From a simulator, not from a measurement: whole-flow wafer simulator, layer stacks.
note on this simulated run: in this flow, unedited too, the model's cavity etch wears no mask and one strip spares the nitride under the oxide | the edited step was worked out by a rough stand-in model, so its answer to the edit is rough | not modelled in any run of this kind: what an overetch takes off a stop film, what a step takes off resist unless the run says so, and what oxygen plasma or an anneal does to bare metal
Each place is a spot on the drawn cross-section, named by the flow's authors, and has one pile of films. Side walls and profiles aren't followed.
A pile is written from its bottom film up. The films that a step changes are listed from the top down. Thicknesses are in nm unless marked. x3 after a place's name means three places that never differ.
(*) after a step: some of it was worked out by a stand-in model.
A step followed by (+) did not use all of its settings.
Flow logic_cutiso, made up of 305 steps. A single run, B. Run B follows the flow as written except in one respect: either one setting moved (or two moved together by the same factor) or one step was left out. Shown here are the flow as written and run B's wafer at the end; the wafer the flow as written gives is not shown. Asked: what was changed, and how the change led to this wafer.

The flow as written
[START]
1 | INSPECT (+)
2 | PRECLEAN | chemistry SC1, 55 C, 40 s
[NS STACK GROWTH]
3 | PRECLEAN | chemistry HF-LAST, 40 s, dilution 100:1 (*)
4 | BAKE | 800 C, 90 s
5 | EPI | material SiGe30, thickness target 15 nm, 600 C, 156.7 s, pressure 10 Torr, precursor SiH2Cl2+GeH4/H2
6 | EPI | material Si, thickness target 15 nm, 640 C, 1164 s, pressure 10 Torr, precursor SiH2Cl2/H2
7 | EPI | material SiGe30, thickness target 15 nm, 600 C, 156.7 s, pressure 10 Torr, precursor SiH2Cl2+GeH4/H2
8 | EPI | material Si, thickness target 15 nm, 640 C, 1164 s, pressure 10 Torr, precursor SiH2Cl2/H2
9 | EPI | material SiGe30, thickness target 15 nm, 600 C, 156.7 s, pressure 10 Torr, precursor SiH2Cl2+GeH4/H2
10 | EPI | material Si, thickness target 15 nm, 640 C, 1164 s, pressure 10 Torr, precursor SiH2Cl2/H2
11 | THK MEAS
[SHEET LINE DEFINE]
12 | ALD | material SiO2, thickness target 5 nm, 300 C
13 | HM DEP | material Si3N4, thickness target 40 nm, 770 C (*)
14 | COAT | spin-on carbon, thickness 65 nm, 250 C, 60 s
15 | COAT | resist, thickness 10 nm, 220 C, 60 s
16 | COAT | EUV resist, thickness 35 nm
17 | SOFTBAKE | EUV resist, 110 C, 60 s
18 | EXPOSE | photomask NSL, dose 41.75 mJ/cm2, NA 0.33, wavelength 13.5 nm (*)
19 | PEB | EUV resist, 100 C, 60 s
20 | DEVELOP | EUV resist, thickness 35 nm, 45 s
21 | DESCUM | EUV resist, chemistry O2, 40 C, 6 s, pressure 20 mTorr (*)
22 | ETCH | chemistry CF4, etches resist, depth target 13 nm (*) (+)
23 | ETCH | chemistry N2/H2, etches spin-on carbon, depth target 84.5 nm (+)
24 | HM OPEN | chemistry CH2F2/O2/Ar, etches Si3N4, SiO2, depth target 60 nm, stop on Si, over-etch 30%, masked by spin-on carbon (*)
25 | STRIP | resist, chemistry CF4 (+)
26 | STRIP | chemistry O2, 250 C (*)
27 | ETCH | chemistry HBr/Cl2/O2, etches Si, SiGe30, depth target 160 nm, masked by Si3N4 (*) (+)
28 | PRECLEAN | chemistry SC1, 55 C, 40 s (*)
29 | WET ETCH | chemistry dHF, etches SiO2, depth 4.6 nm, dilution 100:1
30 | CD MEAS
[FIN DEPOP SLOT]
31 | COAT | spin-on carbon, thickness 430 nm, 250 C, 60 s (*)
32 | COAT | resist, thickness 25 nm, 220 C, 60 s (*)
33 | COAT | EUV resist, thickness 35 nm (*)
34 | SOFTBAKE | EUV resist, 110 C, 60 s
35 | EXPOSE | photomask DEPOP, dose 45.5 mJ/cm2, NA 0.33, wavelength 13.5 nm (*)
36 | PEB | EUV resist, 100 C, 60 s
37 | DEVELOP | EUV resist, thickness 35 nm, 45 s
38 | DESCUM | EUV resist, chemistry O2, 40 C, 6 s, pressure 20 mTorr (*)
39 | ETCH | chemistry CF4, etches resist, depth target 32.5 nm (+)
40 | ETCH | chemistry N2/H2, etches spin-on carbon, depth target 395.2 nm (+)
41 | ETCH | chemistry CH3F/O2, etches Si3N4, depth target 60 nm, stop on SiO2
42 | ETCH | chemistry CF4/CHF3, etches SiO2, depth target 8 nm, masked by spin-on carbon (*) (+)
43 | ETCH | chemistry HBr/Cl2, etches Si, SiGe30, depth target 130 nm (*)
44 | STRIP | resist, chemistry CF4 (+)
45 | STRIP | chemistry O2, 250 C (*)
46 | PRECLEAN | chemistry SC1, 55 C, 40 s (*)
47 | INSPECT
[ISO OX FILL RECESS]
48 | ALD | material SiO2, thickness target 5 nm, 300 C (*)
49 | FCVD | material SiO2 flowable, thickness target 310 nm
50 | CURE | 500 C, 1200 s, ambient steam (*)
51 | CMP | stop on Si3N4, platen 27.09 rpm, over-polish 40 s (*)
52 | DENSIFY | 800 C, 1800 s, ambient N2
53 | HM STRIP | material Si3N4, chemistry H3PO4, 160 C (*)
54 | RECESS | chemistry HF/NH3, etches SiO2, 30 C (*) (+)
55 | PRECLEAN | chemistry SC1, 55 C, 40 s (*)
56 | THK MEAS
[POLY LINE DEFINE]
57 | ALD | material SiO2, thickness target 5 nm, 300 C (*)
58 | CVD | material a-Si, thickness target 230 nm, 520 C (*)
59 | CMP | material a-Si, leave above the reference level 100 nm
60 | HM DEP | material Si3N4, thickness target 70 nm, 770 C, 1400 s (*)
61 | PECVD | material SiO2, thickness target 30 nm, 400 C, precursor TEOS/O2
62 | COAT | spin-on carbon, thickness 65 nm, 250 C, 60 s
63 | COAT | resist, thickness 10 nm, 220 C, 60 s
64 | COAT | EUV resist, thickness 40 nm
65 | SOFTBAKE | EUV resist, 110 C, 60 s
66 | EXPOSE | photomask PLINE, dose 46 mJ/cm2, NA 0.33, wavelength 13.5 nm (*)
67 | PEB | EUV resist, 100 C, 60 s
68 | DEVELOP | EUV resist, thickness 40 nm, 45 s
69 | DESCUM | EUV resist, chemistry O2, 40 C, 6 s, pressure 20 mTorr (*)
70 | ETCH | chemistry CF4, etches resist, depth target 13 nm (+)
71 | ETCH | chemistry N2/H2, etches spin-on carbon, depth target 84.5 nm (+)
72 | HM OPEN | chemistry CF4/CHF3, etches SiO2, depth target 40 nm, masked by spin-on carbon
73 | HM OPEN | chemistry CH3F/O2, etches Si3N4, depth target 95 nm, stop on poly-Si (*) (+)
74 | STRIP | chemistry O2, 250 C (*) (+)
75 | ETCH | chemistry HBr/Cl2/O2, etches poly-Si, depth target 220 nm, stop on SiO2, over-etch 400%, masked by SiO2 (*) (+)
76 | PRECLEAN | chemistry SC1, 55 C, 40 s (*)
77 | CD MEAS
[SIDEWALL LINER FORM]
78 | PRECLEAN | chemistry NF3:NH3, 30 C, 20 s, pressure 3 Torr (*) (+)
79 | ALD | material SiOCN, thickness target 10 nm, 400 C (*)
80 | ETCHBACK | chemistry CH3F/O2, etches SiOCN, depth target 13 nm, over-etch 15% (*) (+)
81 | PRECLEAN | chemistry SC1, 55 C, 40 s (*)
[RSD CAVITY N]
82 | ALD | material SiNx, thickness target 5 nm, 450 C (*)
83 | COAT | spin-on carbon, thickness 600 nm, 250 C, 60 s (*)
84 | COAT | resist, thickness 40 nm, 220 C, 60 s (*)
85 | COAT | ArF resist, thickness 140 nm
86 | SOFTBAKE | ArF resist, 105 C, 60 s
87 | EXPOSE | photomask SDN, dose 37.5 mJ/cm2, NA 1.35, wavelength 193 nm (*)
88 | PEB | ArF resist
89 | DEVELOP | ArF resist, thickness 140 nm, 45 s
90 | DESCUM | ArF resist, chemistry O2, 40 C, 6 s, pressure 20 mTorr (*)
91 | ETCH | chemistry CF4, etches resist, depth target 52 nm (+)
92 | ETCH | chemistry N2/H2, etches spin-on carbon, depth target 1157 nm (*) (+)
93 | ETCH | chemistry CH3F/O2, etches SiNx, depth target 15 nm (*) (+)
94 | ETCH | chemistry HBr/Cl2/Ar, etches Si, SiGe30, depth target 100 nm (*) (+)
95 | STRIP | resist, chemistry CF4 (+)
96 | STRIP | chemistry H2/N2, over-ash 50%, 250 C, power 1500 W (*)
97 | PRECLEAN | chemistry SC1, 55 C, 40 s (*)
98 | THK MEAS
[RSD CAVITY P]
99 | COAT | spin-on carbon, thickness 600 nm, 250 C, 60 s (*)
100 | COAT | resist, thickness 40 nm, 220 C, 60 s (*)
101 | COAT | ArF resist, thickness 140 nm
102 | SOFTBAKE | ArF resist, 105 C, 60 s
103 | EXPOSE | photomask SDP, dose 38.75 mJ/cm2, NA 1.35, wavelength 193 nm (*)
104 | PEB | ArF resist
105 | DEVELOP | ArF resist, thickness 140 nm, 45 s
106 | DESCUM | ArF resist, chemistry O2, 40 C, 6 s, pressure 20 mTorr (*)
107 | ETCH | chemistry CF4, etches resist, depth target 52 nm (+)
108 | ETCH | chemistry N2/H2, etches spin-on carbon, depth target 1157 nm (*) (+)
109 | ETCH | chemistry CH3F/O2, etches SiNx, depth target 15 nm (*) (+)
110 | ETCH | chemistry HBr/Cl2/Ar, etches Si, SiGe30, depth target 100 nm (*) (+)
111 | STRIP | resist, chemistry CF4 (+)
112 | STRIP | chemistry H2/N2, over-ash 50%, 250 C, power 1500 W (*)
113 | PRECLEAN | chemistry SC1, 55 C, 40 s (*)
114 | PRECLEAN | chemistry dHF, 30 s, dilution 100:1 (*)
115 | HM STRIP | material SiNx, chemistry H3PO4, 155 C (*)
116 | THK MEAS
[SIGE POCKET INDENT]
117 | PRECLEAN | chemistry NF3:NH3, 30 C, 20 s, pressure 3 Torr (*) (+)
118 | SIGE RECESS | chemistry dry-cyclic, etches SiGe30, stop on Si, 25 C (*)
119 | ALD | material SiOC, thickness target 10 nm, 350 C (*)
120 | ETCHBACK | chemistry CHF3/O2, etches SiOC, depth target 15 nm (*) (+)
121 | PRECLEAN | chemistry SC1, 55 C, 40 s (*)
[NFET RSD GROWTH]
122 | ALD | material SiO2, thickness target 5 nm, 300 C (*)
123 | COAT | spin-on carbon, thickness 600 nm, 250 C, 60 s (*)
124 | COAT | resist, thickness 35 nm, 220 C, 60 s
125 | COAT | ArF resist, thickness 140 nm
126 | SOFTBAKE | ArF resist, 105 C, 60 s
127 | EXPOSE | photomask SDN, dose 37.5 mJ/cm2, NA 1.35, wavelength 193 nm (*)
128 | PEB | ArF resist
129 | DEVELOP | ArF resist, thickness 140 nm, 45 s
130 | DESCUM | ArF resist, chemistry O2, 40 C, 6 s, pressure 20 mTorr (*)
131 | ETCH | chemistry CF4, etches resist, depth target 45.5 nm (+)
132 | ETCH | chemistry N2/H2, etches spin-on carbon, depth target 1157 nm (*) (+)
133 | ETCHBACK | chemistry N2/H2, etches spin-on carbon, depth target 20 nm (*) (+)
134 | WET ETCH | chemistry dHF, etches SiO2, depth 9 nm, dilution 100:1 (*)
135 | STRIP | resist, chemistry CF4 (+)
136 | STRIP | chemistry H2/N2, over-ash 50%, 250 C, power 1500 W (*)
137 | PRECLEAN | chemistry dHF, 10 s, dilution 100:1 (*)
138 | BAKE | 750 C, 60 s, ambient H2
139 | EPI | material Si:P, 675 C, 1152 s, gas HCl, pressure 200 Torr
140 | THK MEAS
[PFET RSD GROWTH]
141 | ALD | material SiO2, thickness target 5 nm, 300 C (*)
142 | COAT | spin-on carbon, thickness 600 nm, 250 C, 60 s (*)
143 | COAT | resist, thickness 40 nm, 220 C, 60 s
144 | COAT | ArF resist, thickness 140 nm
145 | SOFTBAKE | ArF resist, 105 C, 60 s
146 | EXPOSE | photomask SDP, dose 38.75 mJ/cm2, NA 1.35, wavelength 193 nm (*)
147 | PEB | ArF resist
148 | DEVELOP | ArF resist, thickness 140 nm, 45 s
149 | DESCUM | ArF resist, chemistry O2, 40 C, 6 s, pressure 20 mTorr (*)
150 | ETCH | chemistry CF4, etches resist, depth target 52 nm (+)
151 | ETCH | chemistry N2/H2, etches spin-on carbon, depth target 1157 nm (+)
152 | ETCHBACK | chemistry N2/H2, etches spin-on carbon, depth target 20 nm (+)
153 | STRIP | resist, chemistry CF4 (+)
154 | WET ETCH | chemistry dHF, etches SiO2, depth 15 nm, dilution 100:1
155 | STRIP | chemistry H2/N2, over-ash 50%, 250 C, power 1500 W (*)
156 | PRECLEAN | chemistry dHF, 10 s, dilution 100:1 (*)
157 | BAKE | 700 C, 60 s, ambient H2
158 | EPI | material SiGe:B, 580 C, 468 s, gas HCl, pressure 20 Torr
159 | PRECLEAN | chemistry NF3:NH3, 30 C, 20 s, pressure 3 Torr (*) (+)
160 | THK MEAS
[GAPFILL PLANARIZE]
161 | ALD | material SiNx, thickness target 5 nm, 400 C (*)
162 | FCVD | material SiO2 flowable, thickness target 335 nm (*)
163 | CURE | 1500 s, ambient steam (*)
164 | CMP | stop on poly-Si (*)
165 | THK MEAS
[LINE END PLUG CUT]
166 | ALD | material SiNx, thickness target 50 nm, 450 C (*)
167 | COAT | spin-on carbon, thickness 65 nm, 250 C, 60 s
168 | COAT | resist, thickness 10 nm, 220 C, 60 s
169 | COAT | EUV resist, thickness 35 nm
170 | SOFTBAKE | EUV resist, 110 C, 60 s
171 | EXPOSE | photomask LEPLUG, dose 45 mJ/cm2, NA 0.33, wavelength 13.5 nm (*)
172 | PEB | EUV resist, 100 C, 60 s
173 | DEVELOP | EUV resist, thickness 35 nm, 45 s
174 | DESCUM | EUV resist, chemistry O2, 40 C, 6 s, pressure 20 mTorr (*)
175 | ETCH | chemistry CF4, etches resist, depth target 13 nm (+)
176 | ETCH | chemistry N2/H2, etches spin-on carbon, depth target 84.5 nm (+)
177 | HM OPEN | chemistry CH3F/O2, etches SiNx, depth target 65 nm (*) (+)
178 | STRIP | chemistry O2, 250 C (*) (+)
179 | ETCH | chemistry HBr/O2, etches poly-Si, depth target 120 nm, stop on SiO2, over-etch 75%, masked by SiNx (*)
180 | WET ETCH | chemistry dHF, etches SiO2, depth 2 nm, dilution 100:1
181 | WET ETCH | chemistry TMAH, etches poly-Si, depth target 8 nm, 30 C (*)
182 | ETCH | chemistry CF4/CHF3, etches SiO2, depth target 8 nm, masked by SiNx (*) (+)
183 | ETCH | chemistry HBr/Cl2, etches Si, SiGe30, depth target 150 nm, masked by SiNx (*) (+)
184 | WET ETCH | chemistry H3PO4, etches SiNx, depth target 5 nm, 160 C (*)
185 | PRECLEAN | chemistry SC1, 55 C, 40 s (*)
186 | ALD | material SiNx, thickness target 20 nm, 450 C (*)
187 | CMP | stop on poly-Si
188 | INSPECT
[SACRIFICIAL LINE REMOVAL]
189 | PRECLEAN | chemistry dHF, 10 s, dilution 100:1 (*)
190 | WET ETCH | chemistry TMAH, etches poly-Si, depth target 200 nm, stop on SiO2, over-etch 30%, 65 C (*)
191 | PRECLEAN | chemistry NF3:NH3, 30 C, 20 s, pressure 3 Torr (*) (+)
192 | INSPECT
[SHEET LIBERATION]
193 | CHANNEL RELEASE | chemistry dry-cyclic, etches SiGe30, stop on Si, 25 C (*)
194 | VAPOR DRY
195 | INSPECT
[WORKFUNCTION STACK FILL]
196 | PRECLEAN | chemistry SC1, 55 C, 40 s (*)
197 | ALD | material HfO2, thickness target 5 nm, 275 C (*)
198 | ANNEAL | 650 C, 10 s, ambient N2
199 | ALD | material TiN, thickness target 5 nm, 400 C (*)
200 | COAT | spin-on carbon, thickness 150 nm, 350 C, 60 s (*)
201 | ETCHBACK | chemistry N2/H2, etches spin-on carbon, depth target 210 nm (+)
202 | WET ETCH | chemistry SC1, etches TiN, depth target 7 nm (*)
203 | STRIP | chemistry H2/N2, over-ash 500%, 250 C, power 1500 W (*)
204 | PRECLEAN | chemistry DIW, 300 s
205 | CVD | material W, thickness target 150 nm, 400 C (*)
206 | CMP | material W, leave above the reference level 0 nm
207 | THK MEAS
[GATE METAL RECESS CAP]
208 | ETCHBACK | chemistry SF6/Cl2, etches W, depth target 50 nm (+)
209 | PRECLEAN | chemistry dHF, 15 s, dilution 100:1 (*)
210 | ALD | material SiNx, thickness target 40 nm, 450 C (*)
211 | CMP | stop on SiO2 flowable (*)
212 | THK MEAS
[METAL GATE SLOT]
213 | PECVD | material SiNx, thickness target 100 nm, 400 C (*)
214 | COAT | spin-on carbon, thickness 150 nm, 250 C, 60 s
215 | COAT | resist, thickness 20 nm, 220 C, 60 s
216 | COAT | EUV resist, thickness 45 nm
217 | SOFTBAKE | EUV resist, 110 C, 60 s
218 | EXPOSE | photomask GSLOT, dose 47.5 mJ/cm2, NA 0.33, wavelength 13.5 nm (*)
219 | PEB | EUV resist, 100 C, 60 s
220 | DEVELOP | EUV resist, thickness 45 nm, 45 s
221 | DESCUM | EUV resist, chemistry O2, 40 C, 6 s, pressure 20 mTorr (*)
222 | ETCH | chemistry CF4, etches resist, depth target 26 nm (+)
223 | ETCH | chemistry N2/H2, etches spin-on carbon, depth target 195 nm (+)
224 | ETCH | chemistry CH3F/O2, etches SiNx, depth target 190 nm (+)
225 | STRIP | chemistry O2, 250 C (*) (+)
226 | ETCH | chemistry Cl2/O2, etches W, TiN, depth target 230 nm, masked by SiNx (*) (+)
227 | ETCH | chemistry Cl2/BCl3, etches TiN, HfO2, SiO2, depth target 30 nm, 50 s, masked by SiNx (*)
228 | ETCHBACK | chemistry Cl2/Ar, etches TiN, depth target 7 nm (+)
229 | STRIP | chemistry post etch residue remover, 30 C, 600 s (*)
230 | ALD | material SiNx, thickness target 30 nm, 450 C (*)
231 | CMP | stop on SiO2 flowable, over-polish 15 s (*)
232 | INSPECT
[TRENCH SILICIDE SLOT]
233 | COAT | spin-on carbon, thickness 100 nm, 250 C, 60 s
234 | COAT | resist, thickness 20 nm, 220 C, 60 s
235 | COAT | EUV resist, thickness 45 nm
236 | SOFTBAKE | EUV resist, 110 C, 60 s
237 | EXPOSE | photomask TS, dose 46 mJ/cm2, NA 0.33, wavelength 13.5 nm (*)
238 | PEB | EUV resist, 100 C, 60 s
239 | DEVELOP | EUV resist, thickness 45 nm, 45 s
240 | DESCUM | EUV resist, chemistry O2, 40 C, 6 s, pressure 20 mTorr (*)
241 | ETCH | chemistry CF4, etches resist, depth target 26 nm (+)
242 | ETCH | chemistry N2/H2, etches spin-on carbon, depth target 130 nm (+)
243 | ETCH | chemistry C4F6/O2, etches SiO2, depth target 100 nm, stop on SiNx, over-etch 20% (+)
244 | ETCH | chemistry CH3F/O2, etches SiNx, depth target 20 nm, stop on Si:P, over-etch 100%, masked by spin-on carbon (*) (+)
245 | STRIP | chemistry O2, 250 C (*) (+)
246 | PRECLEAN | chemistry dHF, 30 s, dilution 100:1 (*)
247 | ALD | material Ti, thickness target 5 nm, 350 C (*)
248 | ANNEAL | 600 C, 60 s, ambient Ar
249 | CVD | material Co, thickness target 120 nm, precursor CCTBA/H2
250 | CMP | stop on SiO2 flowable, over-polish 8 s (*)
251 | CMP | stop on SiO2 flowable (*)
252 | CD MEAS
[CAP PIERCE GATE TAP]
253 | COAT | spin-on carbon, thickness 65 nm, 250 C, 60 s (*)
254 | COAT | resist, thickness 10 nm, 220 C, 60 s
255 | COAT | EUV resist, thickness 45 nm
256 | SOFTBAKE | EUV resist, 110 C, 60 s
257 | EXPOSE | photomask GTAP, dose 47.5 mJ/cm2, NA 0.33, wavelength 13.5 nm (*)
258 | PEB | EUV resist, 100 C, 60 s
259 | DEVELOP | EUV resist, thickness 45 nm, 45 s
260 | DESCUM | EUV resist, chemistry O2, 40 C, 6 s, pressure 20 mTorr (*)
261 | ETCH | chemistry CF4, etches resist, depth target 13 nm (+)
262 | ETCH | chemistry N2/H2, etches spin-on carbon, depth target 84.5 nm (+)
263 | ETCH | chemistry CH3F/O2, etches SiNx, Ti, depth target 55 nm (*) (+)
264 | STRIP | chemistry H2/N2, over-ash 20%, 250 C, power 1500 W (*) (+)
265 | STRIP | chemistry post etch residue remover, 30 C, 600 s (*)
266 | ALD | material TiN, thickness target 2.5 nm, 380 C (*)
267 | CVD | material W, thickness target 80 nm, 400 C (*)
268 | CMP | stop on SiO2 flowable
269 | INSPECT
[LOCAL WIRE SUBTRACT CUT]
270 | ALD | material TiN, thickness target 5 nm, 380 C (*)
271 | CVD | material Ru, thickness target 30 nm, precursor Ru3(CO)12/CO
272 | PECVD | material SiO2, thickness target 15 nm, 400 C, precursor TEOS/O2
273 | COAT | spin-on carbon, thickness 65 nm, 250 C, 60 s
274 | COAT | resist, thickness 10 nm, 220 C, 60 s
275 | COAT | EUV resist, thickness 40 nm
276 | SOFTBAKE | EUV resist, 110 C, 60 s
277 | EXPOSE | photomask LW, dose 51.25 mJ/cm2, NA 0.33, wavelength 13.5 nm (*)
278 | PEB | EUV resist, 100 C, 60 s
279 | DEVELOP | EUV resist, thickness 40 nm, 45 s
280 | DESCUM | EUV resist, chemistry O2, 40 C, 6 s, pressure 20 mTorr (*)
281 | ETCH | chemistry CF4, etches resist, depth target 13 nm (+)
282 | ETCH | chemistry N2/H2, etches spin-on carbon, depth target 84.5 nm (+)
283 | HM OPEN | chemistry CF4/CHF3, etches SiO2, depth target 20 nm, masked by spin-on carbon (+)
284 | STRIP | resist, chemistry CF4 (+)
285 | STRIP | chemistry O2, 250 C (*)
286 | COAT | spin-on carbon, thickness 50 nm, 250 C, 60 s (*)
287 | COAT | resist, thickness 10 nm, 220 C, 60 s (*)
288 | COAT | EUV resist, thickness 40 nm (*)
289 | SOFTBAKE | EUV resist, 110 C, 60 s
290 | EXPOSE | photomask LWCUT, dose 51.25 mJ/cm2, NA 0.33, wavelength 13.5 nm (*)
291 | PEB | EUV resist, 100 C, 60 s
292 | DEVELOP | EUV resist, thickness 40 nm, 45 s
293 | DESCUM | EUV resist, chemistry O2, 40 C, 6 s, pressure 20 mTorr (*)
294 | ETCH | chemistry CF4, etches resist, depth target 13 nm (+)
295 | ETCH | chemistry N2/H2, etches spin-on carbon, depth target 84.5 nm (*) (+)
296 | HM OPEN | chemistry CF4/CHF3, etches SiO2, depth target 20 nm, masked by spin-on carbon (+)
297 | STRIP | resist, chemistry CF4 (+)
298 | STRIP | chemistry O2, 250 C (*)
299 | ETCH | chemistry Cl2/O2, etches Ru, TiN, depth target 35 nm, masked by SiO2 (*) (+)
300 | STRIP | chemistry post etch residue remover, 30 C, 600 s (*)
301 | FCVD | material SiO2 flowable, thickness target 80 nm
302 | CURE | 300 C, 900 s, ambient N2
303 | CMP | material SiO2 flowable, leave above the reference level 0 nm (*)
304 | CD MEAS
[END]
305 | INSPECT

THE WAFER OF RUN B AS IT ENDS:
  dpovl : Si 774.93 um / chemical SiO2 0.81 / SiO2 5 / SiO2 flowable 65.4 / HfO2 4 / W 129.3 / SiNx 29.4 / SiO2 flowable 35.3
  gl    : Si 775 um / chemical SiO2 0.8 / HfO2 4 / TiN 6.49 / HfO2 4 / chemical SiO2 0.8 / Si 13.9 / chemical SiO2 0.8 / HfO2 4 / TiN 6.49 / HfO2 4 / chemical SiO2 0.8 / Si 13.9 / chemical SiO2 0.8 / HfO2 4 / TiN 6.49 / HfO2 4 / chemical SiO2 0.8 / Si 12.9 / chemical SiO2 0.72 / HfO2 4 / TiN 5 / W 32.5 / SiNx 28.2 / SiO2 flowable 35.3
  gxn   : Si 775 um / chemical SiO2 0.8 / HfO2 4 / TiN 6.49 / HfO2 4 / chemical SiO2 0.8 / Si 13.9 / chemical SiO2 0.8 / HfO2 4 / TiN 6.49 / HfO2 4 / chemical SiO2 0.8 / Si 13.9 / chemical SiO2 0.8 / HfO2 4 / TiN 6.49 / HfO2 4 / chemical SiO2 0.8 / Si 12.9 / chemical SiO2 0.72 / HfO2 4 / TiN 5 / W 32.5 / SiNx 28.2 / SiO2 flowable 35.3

The reason: step 197, ALD: thickness target 4 nm was run, though the flow has thickness target 5 nm.
One can read it off the wafer: dpovl has HfO2 4, and step 197 as written asks for 5 nm.

How this came from the change, step by step:
  197 | ALD | material HfO2, thickness target 5 nm, 275 C (*)
      depop, dpovl, gfld and 12 more: HfO2 gains 4 (new film) (it would be, as written: HfO2 gains 5 (new film))
      gl, glp, gxn, gxp, ns, tap: HfO2 gains 4 (new film), HfO2 gains 4 (new film), cavity loses 8, HfO2 gains 4 (new film), HfO2 gains 4 (new film), cavity loses 8, HfO2 gains 4 (new film), HfO2 gains 4 (new film), cavity loses 8, HfO2 gains 4 (new film) (it would be, as written: HfO2 gains 5 (new film), HfO2 gains 5 (new film), cavity loses 10, HfO2 gains 5 (new film), HfO2 gains 5 (new film), cavity loses 10, HfO2 gains 5 (new film), HfO2 gains 5 (new film), cavity loses 10, HfO2 gains 5 (new film))
      (as well as at 1 more place)
  199 | ALD | material TiN, thickness target 5 nm, 400 C (*)
      gl, glp, tap: TiN gains 5 (new film), TiN gains 6.49 (new film), cavity loses 6.49 (all of it), TiN gains 6.49 (new film), cavity loses 6.49 (all of it), TiN gains 6.49 (new film), cavity loses 6.49 (all of it) (it would be, as written: TiN gains 5.26 (new film), TiN gains 4.49 (new film), cavity loses 4.49 (all of it), TiN gains 4.49 (new film), cavity loses 4.49 (all of it), TiN gains 4.49 (new film), cavity loses 4.49 (all of it))
      gxn, gxp, ns: TiN gains 5 (new film), TiN gains 6.49 (new film), cavity loses 6.49 (all of it), TiN gains 6.49 (new film), cavity loses 6.49 (all of it), TiN gains 6.49 (new film), cavity loses 6.49 (all of it) (it would be, as written: TiN gains 5 (new film), TiN gains 4.49 (new film), cavity loses 4.49 (all of it), TiN gains 4.49 (new film), cavity loses 4.49 (all of it), TiN gains 4.49 (new film), cavity loses 4.49 (all of it))
      (as well as at 2 more places)
  200 | COAT | spin-on carbon, thickness 150 nm, 350 C, 60 s (*)
      lnr, lnrp: spin-on carbon gains 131 (new film) (it would be, as written: spin-on carbon gains 133.9 (new film))
      rsdn, rsdw: spin-on carbon gains 142.8 (new film) (it would be, as written: spin-on carbon gains 145.8 (new film))
      (as well as at 7 more places)
  201 | ETCHBACK | chemistry N2/H2, etches spin-on carbon, depth target 210 nm (+)
      lnr, lnrp: spin-on carbon loses 131 (all of it) (it would be, as written: spin-on carbon loses 133.9 (all of it))
      rsdn, rsdw: spin-on carbon loses 142.8 (all of it) (it would be, as written: spin-on carbon loses 145.8 (all of it))
      (as well as at 7 more places)
  203 | STRIP | chemistry H2/N2, over-ash 500%, 250 C, power 1500 W (*)
      gl, glp: spin-on carbon loses 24 (all of it) (it would be, as written: spin-on carbon loses 26.7 (all of it))
      gxn, gxp: spin-on carbon loses 23.7 (all of it) (it would be, as written: spin-on carbon loses 26.8 (all of it))
      (as well as at 3 more places)
  206 | CMP | material W, leave above the reference level 0 nm
      lnr, lnri, lnrp, lnrt: W loses 150 (all of it), HfO2 loses 4 (all of it), SiOCN loses 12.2 (it would be, as written: W loses 150 (all of it), HfO2 loses 5 (all of it), SiOCN loses 12.2)
      rsdn, rsdp, rsdw, rsdx: W loses 162.2 (all of it), HfO2 loses 4 (all of it) (it would be, as written: W loses 162.2 (all of it), HfO2 loses 5 (all of it))
      (as well as at 2 more places)
  226 | ETCH | chemistry Cl2/O2, etches W, TiN, depth target 230 nm, masked by SiNx (*) (+)
      gfld: W loses 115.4 (all of it), TiN loses 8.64 (all of it), HfO2 loses 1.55 (it would be, as written: W loses 115.4 (all of it), TiN loses 7.64 (all of it), HfO2 loses 1.54)
  227 | ETCH | chemistry Cl2/BCl3, etches TiN, HfO2, SiO2, depth target 30 nm, 50 s, masked by SiNx (*)
      gfld: HfO2 loses 2.45 (all of it), SiO2 flowable loses 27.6 (it would be, as written: HfO2 loses 3.46 (all of it), SiO2 flowable loses 26.5)
